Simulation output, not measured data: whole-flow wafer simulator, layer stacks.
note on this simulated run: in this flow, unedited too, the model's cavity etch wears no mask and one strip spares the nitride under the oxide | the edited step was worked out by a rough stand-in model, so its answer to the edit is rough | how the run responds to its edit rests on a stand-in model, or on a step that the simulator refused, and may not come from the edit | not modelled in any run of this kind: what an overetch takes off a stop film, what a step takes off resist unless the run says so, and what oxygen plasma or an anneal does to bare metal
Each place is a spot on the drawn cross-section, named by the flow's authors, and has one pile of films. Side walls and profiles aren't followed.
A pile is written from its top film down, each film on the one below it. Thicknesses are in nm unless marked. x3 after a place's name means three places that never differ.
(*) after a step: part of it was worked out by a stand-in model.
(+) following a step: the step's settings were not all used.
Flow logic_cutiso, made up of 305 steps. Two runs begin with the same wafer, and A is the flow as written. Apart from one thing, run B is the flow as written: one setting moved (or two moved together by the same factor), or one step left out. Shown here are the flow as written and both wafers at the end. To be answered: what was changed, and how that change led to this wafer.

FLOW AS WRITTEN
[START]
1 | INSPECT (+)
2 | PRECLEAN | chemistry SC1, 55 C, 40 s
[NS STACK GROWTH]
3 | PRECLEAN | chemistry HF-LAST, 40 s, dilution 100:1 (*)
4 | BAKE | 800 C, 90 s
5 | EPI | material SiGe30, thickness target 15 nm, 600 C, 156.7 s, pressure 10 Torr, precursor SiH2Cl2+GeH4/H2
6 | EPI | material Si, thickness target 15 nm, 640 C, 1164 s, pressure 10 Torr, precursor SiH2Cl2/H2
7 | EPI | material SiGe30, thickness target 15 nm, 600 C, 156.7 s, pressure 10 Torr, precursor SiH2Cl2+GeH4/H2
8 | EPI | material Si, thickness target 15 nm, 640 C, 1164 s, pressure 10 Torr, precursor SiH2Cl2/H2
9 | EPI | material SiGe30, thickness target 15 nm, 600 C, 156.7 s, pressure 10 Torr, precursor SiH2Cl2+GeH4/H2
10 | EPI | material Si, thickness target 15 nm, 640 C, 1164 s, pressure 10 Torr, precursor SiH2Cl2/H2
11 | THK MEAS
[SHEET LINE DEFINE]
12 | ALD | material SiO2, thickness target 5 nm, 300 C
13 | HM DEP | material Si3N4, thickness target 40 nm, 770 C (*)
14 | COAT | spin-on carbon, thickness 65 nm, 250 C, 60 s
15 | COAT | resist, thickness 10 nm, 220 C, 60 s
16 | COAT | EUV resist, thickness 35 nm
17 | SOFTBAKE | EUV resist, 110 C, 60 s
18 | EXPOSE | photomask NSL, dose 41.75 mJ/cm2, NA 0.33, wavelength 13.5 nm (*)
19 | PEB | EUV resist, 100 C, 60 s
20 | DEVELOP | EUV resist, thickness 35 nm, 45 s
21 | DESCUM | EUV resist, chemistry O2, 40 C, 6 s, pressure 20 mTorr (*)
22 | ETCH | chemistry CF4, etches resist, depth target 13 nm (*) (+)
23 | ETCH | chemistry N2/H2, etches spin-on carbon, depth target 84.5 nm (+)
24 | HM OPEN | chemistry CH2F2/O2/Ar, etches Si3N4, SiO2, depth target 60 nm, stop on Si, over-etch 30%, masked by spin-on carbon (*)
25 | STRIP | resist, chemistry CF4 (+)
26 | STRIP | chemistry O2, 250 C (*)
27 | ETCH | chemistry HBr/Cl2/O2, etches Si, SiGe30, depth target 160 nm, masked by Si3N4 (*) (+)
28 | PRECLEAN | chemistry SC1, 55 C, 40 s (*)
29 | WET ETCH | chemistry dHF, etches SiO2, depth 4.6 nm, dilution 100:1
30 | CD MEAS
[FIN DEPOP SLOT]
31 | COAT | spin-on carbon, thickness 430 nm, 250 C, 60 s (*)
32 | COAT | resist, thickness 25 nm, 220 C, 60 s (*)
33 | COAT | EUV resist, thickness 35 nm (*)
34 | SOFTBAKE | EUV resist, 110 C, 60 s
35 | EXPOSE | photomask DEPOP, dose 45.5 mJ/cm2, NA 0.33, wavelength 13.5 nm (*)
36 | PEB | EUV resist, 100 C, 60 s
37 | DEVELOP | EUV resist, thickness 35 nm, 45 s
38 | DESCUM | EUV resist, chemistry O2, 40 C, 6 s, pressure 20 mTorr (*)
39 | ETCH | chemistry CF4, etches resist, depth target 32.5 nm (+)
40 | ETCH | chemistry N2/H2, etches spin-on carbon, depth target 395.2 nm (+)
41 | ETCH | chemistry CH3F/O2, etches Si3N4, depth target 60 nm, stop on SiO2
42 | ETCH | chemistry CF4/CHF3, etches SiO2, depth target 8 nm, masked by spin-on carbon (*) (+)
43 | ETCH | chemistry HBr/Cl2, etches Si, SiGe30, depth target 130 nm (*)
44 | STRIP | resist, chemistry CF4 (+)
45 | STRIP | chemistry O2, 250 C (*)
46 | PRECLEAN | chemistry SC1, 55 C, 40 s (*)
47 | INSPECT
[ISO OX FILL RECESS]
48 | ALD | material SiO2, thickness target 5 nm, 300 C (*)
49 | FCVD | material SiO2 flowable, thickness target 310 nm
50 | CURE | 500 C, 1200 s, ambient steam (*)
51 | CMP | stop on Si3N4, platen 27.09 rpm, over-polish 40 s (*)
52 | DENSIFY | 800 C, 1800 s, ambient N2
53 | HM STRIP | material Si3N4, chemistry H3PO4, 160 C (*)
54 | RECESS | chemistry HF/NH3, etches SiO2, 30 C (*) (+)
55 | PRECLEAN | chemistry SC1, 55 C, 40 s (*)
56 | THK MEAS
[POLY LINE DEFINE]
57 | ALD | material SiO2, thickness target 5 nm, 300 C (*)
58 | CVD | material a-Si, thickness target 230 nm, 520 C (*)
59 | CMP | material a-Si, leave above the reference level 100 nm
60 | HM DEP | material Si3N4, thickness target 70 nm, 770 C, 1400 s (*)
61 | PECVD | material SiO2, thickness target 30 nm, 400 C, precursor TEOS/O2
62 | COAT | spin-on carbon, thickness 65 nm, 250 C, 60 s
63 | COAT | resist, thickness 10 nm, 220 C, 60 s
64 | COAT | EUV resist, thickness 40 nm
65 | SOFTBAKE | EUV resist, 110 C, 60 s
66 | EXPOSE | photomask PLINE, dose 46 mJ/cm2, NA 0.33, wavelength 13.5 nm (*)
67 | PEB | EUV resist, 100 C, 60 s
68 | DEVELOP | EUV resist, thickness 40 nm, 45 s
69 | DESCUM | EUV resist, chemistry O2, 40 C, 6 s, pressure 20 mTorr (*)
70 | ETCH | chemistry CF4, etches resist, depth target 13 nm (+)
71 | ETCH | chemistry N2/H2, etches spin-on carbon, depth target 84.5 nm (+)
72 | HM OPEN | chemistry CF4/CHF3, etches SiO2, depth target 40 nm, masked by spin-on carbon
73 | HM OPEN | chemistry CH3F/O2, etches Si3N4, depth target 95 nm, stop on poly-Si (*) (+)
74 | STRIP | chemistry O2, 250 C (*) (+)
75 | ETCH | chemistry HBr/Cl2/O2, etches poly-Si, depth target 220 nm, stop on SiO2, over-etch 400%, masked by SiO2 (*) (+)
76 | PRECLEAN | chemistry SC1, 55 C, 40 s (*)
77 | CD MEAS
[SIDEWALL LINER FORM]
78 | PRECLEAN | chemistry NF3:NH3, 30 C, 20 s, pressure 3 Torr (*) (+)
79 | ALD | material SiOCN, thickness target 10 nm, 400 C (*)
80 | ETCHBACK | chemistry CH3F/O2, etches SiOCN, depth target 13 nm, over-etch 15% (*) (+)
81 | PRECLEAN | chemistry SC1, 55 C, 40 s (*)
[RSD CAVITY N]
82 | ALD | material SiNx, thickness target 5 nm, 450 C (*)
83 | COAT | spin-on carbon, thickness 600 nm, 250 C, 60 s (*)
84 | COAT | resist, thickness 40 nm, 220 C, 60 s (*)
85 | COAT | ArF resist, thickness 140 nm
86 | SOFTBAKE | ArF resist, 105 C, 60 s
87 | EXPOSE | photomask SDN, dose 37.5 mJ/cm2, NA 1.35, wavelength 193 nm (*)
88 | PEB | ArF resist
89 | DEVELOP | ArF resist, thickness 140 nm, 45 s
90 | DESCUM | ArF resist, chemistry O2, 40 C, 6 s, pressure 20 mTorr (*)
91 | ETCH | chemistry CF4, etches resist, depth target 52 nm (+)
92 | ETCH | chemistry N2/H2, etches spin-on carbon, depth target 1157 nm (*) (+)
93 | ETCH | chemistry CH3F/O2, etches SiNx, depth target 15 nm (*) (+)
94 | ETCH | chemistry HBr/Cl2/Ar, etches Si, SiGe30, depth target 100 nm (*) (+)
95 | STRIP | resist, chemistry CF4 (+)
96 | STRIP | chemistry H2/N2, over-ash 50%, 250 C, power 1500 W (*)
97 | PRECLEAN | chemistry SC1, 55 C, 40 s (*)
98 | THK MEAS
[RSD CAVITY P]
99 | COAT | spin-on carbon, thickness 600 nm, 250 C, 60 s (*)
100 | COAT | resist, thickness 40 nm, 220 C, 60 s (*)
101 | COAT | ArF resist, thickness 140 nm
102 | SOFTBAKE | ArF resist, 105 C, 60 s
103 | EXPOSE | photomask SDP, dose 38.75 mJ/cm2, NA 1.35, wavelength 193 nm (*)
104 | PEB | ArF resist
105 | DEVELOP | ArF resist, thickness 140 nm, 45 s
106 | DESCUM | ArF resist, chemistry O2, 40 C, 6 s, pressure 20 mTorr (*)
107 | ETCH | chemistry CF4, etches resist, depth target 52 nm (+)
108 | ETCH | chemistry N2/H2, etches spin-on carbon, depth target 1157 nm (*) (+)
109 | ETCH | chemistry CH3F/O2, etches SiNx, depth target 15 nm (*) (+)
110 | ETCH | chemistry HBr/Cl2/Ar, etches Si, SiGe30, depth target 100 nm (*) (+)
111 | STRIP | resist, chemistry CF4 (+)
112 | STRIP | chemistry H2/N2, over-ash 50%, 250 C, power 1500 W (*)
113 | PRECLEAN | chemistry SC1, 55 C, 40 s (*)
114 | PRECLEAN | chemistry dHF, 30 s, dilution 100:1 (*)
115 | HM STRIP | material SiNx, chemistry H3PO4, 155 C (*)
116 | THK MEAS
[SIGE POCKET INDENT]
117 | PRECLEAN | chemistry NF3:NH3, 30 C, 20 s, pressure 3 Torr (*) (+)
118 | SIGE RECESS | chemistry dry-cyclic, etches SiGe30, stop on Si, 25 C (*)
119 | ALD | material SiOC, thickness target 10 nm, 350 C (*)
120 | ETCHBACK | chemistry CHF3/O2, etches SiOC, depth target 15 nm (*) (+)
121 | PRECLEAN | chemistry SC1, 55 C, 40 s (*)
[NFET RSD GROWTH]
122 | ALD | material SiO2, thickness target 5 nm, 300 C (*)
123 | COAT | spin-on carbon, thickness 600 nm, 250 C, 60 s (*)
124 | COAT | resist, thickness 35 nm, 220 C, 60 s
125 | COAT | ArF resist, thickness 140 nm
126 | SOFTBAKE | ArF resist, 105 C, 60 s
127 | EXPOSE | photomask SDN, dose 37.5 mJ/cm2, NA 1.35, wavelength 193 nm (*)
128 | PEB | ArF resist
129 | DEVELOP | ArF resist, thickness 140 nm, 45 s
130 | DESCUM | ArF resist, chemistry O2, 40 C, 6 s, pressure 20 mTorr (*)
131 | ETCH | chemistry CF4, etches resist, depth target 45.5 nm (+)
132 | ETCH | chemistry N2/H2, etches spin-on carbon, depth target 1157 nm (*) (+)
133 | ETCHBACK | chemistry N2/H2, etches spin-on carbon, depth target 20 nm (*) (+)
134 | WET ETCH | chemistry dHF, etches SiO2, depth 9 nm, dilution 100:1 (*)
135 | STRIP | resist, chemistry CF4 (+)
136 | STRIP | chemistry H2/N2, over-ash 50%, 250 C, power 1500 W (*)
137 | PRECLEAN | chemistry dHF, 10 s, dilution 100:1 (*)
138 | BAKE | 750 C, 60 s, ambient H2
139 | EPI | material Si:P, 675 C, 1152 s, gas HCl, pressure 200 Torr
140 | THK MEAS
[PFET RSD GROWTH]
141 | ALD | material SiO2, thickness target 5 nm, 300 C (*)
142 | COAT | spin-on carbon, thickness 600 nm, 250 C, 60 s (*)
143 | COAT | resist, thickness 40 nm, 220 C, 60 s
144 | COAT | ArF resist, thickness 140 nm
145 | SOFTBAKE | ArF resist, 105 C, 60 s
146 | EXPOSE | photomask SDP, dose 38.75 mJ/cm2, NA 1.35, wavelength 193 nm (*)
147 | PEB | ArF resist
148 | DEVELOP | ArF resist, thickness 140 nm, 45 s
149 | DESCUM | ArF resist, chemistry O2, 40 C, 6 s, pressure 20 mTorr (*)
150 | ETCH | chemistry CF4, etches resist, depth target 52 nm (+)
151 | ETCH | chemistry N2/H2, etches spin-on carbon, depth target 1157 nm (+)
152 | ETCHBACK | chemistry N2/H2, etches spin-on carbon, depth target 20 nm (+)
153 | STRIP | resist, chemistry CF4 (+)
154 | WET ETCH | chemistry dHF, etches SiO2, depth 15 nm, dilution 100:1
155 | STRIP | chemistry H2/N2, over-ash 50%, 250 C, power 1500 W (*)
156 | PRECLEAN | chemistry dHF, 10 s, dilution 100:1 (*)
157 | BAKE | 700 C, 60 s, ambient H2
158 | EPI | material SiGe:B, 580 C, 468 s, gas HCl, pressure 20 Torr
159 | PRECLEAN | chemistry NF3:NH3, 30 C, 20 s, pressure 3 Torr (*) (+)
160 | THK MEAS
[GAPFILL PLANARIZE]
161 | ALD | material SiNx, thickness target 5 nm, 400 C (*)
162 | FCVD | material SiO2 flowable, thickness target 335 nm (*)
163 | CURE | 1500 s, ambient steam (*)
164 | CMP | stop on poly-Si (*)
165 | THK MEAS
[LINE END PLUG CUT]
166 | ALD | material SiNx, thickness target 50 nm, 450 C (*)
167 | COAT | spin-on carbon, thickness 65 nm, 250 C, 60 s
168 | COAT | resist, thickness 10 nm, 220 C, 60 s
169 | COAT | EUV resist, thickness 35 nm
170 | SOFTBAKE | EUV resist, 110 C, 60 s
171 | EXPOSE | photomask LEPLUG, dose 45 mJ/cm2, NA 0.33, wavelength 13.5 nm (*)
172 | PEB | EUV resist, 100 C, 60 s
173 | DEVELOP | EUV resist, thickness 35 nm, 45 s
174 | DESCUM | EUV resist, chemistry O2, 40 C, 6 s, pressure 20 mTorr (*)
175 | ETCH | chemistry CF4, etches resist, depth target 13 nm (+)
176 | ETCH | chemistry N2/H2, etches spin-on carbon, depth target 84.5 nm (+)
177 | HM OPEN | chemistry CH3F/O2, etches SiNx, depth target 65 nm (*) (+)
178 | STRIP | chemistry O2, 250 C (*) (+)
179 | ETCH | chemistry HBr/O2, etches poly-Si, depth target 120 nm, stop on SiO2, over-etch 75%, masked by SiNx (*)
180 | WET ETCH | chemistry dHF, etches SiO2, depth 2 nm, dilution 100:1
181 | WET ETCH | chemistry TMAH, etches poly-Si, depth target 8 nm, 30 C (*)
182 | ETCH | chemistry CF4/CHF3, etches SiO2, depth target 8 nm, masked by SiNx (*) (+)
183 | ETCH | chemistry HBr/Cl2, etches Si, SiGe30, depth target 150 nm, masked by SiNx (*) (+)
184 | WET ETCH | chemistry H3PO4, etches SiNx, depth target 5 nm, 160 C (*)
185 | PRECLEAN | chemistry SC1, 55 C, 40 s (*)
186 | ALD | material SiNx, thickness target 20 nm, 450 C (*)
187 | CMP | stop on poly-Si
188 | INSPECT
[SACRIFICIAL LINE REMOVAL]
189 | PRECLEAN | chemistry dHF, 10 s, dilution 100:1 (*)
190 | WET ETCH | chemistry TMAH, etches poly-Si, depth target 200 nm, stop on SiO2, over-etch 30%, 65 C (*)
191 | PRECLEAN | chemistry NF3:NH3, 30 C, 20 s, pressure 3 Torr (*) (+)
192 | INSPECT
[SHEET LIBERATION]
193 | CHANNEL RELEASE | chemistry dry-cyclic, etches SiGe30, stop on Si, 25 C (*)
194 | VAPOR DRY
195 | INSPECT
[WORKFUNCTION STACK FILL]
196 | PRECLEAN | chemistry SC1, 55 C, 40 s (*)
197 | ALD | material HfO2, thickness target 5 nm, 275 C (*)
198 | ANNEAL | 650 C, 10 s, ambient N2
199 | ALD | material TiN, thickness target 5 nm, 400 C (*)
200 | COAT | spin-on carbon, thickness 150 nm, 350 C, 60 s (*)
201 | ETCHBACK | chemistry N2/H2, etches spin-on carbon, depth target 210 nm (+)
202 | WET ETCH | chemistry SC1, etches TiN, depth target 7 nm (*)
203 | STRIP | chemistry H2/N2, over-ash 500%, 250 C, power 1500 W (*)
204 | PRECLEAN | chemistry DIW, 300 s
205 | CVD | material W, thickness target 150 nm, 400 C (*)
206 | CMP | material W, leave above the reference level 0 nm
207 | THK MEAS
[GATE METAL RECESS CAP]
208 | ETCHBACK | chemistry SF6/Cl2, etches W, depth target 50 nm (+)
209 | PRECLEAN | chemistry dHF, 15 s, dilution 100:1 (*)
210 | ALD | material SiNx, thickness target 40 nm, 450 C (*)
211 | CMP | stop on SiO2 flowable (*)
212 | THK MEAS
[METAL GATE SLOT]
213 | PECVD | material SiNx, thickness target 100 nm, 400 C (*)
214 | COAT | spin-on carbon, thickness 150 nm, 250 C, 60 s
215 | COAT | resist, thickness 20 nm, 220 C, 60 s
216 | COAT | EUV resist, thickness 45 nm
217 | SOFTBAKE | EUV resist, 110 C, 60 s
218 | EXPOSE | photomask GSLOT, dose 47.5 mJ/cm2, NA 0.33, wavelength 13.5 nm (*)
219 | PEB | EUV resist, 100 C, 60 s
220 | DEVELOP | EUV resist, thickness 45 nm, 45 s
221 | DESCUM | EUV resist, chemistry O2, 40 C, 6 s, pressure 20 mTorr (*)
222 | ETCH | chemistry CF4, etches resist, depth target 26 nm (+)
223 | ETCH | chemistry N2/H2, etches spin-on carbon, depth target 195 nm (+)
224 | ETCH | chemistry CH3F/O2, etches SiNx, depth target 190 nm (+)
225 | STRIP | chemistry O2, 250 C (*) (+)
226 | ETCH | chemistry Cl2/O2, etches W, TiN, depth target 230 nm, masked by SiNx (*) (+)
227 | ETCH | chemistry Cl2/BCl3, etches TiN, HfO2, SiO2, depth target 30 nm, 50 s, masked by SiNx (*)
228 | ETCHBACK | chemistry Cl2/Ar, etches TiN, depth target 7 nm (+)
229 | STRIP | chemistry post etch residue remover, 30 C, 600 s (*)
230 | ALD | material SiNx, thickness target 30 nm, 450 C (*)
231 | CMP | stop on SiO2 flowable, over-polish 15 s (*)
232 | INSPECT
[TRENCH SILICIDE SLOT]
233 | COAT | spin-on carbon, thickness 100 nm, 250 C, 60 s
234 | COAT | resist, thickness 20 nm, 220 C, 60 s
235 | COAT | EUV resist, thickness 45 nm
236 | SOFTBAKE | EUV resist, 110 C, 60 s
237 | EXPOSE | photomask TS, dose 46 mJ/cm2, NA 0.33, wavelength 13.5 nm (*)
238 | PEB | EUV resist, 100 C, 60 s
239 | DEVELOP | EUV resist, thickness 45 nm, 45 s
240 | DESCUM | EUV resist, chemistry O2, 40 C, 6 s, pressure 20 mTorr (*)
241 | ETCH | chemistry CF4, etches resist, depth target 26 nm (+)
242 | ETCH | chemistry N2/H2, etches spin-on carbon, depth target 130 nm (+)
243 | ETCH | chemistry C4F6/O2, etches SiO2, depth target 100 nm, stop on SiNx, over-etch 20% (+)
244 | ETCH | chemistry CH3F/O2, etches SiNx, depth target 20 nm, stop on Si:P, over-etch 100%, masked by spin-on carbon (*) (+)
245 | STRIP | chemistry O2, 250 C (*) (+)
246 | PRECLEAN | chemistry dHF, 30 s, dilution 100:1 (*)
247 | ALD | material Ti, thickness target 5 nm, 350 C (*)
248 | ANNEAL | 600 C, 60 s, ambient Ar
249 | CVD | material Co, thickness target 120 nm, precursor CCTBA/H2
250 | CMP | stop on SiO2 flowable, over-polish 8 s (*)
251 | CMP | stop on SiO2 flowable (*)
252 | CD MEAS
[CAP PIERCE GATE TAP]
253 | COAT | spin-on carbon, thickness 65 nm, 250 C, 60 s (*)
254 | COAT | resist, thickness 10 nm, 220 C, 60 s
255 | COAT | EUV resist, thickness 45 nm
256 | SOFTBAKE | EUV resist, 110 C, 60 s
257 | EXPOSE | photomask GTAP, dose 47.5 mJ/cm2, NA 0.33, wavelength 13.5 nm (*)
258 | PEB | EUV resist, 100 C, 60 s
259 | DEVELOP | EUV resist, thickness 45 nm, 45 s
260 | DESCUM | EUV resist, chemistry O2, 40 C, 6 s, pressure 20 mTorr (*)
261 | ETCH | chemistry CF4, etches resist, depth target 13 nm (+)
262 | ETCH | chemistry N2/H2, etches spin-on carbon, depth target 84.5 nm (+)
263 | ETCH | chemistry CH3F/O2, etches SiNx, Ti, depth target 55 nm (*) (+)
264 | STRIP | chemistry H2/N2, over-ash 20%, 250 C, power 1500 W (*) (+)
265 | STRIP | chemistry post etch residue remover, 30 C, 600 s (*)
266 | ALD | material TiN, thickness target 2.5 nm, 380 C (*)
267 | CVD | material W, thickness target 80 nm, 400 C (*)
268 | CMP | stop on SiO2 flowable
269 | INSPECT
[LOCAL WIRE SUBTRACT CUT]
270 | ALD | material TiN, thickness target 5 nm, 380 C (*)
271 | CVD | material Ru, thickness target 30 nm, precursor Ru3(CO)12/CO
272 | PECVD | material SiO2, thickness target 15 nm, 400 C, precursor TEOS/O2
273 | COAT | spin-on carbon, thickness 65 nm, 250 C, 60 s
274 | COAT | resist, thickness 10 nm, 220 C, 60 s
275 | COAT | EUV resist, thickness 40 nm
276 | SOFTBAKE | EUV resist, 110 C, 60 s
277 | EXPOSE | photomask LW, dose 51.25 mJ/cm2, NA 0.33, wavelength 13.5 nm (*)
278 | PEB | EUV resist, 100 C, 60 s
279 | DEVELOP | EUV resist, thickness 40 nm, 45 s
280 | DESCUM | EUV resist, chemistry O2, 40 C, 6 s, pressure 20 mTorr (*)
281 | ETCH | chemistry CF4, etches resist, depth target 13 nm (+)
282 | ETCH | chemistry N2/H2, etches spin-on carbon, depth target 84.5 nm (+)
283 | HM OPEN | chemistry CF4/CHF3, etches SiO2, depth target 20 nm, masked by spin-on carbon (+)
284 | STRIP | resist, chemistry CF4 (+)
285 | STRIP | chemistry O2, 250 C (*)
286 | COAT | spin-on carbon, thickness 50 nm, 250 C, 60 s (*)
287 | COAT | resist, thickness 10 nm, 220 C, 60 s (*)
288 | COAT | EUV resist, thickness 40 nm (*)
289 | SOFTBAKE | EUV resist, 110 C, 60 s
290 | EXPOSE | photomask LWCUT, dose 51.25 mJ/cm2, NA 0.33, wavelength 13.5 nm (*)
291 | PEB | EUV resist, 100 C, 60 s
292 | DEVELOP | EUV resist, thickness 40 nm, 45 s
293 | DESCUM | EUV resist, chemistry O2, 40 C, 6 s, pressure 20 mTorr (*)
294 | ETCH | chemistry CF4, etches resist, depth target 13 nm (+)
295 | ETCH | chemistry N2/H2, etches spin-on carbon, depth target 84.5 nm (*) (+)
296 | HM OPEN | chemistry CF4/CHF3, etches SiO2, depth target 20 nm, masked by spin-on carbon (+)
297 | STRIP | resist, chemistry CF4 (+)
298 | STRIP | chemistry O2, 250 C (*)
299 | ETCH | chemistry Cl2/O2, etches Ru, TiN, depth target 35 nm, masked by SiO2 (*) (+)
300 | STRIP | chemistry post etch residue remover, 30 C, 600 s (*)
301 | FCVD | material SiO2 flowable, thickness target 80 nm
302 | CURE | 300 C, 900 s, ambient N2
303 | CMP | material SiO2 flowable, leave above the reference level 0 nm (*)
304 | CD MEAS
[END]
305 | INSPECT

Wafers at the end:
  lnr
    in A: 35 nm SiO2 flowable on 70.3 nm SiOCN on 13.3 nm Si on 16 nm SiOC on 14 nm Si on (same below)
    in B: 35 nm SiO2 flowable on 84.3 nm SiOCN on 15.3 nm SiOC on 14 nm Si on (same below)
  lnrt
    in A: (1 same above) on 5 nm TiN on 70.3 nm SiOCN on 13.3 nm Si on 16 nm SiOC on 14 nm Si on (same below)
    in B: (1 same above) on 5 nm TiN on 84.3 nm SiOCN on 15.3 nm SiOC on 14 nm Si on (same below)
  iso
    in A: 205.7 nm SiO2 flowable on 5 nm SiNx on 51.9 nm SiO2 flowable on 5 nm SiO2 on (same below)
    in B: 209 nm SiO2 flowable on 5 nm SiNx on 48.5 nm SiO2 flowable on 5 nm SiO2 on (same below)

What caused this: step 75, ETCH: depth target 352 nm was run, while the flow as written has depth target 220 nm.

The path from the change to this, step by step:
  75 | ETCH | chemistry HBr/Cl2/O2, etches poly-Si, depth target 220 nm, stop on SiO2, over-etch 400%, masked by SiO2 (*) (+)
      lnr, lnrp, lnrt, rsdn, rsdp, rsdw, rsdx: A chemical SiO2 loses 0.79 (all of it), poly-Si loses 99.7 (all of it), SiO2 loses 5 (all of it) | B chemical SiO2 loses 0.79 (all of it), poly-Si loses 99.7 (all of it), SiO2 loses 5 (all of it), chemical SiO2 loses 0.49 (all of it), Si loses 13.9 (all of it)
      iso, lnri: A chemical SiO2 loses 0.79 (all of it), poly-Si loses 189.1 (all of it), SiO2 loses 4.55 | B chemical SiO2 loses 0.79 (all of it), poly-Si loses 189.1 (all of it), SiO2 loses 5 (all of it), SiO2 flowable loses 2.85
  80 | ETCHBACK | chemistry CH3F/O2, etches SiOCN, depth target 13 nm, over-etch 15% (*) (+)
      rsdn, rsdp, rsdw, rsdx: A SiOCN loses 10 (all of it), Si loses 0.7 | B SiOCN loses 10 (all of it), SiGe30 loses 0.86
      lnr, lnrp, lnrt: A SiOCN gains 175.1 | B SiOCN gains 189.1
  94 | ETCH | chemistry HBr/Cl2/Ar, etches Si, SiGe30, depth target 100 nm (*) (+)
      rsdn, rsdx: A chemical SiO2 loses 0.49 (all of it), Si loses 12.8 (all of it), SiGe30 loses 15 (all of it), Si loses 15 (all of it), SiGe30 loses 15 (all of it), Si loses 15 (all of it), SiGe30 loses 15 (all of it), Si loses 12.2 | B chemical SiO2 loses 0.49 (all of it), SiGe30 loses 13.7 (all of it), Si loses 15 (all of it), SiGe30 loses 15 (all of it), Si loses 15 (all of it), SiGe30 loses 15 (all of it), Si loses 26.3
  110 | ETCH | chemistry HBr/Cl2/Ar, etches Si, SiGe30, depth target 100 nm (*) (+)
      rsdp, rsdw: A chemical SiO2 loses 0.49 (all of it), Si loses 12.8 (all of it), SiGe30 loses 15 (all of it), Si loses 15 (all of it), SiGe30 loses 15 (all of it), Si loses 15 (all of it), SiGe30 loses 15 (all of it), Si loses 12.2 | B chemical SiO2 loses 0.49 (all of it), SiGe30 loses 13.7 (all of it), Si loses 15 (all of it), SiGe30 loses 15 (all of it), Si loses 15 (all of it), SiGe30 loses 15 (all of it), Si loses 26.3
  118 | SIGE RECESS | chemistry dry-cyclic, etches SiGe30, stop on Si, 25 C (*)
      lnr, lnrp, lnrt: A SiOCN loses 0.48, Si loses 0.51, cavity gains 16 (new film), SiGe30 loses 15 (all of it), Si loses 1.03, cavity gains 16 (new film), SiGe30 loses 15 (all of it), Si loses 1.03, cavity gains 16 (new film), SiGe30 loses 15 (all of it), Si loses 0.51 | B SiOCN loses 0.48, cavity gains 15.3 (new film), SiGe30 loses 14.8 (all of it), Si loses 1.03, cavity gains 16 (new film), SiGe30 loses 15 (all of it), Si loses 1.03, cavity gains 16 (new film), SiGe30 loses 15 (all of it), Si loses 0.51
  119 | ALD | material SiOC, thickness target 10 nm, 350 C (*)
      lnr, lnrp, lnrt: A SiOC gains 10 (new film), SiOC gains 16 (new film), cavity loses 16 (all of it), SiOC gains 16 (new film), cavity loses 16 (all of it), SiOC gains 16 (new film), cavity loses 16 (all of it) | B SiOC gains 10 (new film), SiOC gains 15.3 (new film), cavity loses 15.3 (all of it), SiOC gains 16 (new film), cavity loses 16 (all of it), SiOC gains 16 (new film), cavity loses 16 (all of it)
  135 | STRIP | resist, chemistry CF4 (+)
      gl: A Si3N4 loses 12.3 | B Si3N4 loses 11.7
  139 | EPI | material Si:P, 675 C, 1152 s, gas HCl, pressure 200 Torr
      rsdn, rsdx: A Si:P gains 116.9 (new film) | B Si:P gains 131 (new film)
  141 | ALD | material SiO2, thickness target 5 nm, 300 C (*)
      gxn: A SiO2 gains 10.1 (new film) | B SiO2 gains 6.14 (new film)
  158 | EPI | material SiGe:B, 580 C, 468 s, gas HCl, pressure 20 Torr
      rsdp, rsdw: A SiGe:B gains 116.8 (new film) | B SiGe:B gains 131 (new film)
  159 | PRECLEAN | chemistry NF3:NH3, 30 C, 20 s, pressure 3 Torr (*) (+)
      gxn: A SiO2 loses 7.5 | B SiO2 loses 4.62 (all of it), Si3N4 loses 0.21
  164 | CMP | stop on poly-Si (*)
      gxn: A SiO2 flowable loses 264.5 (all of it), SiNx loses 5 (all of it), SiO2 loses 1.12 (all of it), Si3N4 loses 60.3 (all of it) | B SiO2 flowable loses 265.3 (all of it), SiNx loses 5 (all of it), Si3N4 loses 60.3 (all of it)
